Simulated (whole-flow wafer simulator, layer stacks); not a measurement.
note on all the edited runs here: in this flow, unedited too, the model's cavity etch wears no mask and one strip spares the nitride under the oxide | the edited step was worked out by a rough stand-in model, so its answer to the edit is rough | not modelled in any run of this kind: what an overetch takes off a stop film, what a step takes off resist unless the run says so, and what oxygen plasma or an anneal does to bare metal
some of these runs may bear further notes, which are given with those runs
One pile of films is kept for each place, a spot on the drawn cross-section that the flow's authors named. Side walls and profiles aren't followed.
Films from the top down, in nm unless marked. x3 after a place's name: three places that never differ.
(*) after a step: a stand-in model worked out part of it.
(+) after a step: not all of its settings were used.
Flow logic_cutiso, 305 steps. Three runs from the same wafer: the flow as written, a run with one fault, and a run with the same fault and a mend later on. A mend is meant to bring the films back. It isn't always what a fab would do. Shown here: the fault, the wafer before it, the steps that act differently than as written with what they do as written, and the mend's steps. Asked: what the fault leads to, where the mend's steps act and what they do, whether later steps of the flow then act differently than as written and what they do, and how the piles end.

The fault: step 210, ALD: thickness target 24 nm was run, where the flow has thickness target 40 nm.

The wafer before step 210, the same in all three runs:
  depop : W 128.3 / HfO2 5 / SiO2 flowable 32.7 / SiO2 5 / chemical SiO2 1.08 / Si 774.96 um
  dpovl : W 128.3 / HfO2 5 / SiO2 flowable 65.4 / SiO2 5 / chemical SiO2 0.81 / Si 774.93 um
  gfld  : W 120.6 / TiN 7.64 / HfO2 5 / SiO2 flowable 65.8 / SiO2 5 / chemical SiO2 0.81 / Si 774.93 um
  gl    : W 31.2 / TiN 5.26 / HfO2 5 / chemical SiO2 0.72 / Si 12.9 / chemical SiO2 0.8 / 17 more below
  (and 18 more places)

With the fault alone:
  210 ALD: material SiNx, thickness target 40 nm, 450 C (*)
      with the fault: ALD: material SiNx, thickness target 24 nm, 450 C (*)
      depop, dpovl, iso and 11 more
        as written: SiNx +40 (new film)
        with the fault: SiNx +24 (new film)
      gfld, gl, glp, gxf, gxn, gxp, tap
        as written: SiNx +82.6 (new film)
        with the fault: SiNx +66.6 (new film)
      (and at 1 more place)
  Later steps of the flow that act differently than as written (11 more steps differ only slightly, by at most 2% or 0.5 nm, whichever is larger, and aren't shown):
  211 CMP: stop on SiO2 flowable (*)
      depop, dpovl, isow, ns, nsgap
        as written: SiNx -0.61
        with the fault: nothing
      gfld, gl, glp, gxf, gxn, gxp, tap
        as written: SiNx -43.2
        with the fault: SiNx -26.8
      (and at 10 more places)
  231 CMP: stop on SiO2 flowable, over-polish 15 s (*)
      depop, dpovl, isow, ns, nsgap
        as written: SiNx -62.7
        with the fault: SiNx -46.9
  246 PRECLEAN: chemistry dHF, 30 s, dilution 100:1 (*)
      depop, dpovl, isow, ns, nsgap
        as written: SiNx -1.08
        with the fault: SiNx -0.52
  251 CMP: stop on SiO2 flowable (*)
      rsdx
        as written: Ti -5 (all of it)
        with the fault: Ti -4.2
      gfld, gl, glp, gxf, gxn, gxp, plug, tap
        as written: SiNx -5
        with the fault: SiNx -4.47
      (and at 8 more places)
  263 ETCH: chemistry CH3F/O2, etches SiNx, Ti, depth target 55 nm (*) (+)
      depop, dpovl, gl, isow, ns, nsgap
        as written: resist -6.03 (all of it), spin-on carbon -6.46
        with the fault: resist -6.03 (all of it), spin-on carbon -7.17
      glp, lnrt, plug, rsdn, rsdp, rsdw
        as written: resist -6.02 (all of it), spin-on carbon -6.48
        with the fault: resist -6.02 (all of it), spin-on carbon -7.19
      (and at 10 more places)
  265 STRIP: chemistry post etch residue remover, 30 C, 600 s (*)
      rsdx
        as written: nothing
        with the fault: Ti -0.8 (all of it)
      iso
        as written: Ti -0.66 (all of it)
        with the fault: Ti -1.22 (all of it)
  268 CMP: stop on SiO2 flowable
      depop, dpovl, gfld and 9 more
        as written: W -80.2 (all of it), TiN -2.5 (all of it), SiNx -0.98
        with the fault: W -80.2 (all of it), TiN -2.5 (all of it), SiNx -1.6
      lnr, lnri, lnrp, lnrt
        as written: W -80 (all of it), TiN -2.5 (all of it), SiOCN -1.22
        with the fault: W -80 (all of it), TiN -2.5 (all of it), SiOCN -1.84
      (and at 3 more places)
  At the end the piles differ from the flow's only slightly at the places that both follow, by at most 2% or 0.5 nm, whichever is larger.

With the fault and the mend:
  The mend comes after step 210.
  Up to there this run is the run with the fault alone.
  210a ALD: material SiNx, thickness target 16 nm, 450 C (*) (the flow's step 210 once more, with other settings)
      depop, dpovl, gfld and 19 more
        SiNx +16
  Later steps of the flow that act differently than as written (5 more steps differ only slightly, by at most 2% or 0.5 nm, whichever is larger, and aren't shown):
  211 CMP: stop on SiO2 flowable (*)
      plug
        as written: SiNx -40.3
        with the mend: SiNx -37.9
  At the end the piles differ from the flow's only slightly at the places that both follow, by at most 2% or 0.5 nm, whichever is larger.
